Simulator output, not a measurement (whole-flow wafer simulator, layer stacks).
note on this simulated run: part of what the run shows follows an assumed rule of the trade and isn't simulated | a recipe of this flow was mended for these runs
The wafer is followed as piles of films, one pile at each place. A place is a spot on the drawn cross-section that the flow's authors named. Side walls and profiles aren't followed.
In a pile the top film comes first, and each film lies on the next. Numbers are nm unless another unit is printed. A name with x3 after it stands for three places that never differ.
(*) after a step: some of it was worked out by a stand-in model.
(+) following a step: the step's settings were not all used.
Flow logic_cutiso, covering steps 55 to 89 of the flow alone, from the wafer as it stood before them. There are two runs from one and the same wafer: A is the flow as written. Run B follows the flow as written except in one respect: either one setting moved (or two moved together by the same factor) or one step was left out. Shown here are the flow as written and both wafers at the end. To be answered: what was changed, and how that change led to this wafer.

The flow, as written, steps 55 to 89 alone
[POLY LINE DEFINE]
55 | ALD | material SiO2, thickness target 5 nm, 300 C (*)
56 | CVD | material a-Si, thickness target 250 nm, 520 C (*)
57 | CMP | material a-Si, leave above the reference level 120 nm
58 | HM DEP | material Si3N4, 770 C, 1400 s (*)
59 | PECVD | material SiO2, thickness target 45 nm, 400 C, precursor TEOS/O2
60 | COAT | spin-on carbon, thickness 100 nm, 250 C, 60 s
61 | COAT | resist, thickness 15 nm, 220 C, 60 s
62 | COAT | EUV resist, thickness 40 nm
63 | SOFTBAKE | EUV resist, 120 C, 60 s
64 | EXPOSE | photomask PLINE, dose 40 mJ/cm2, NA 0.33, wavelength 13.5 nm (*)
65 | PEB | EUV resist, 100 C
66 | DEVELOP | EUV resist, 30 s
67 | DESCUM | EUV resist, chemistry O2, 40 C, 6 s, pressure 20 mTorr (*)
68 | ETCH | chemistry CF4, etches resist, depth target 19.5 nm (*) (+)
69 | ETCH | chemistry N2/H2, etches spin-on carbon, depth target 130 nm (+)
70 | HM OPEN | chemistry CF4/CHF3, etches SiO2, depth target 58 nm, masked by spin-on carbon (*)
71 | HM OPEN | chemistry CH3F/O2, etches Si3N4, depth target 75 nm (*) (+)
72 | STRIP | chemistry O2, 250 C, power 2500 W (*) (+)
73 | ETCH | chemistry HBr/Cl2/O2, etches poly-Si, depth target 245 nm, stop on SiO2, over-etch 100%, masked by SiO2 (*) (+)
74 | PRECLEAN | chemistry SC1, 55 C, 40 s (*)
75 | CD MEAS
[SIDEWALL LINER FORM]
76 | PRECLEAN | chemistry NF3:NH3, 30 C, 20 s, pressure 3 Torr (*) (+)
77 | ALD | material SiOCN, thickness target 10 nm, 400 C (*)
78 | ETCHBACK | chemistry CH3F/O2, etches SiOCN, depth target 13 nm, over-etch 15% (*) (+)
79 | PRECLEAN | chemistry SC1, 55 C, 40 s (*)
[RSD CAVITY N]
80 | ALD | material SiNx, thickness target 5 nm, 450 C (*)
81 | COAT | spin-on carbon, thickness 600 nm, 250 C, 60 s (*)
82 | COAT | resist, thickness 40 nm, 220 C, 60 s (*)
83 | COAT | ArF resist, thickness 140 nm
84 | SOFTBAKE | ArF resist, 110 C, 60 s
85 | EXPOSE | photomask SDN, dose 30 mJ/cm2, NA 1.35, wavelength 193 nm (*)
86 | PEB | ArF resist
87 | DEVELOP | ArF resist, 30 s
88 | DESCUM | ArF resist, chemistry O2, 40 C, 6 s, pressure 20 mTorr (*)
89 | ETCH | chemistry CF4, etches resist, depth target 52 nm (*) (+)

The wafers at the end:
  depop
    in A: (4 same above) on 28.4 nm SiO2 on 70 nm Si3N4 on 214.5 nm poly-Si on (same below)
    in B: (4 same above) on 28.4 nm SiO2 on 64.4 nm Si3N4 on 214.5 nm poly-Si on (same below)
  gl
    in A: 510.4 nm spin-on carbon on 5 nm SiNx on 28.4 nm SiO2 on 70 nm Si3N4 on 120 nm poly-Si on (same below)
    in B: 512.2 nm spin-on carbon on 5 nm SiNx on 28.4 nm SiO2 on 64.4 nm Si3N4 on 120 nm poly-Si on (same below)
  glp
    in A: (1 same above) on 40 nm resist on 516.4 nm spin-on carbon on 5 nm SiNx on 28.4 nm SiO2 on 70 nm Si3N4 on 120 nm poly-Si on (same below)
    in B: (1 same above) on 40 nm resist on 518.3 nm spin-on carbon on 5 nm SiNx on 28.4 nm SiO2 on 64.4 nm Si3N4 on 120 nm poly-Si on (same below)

Cause: step 58, HM DEP: 1288 s was run, while the flow as written has 1400 s.

The path from the change to this, step by step:
  58 | HM DEP | material Si3N4, 770 C, 1400 s (*)
      gl, glp, gxn and 11 more: A Si3N4 gains 70 (new film), poly-Si gains 120 (new film), a-Si loses 120 (all of it) | B Si3N4 gains 64.4 (new film), poly-Si gains 120 (new film), a-Si loses 120 (all of it)
      depop, dpovl x3, gfld, gxf, iso, lnri: A Si3N4 gains 70 (new film), poly-Si gains 214.5 (new film), a-Si loses 214.5 (all of it) | B Si3N4 gains 64.4 (new film), poly-Si gains 214.5 (new film), a-Si loses 214.5 (all of it)
  71 | HM OPEN | chemistry CH3F/O2, etches Si3N4, depth target 75 nm (*) (+)
      iso, lnr, lnri and 6 more: A Si3N4 loses 55.2 (all of it), poly-Si loses 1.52 | B Si3N4 loses 49.6 (all of it), poly-Si loses 1.95
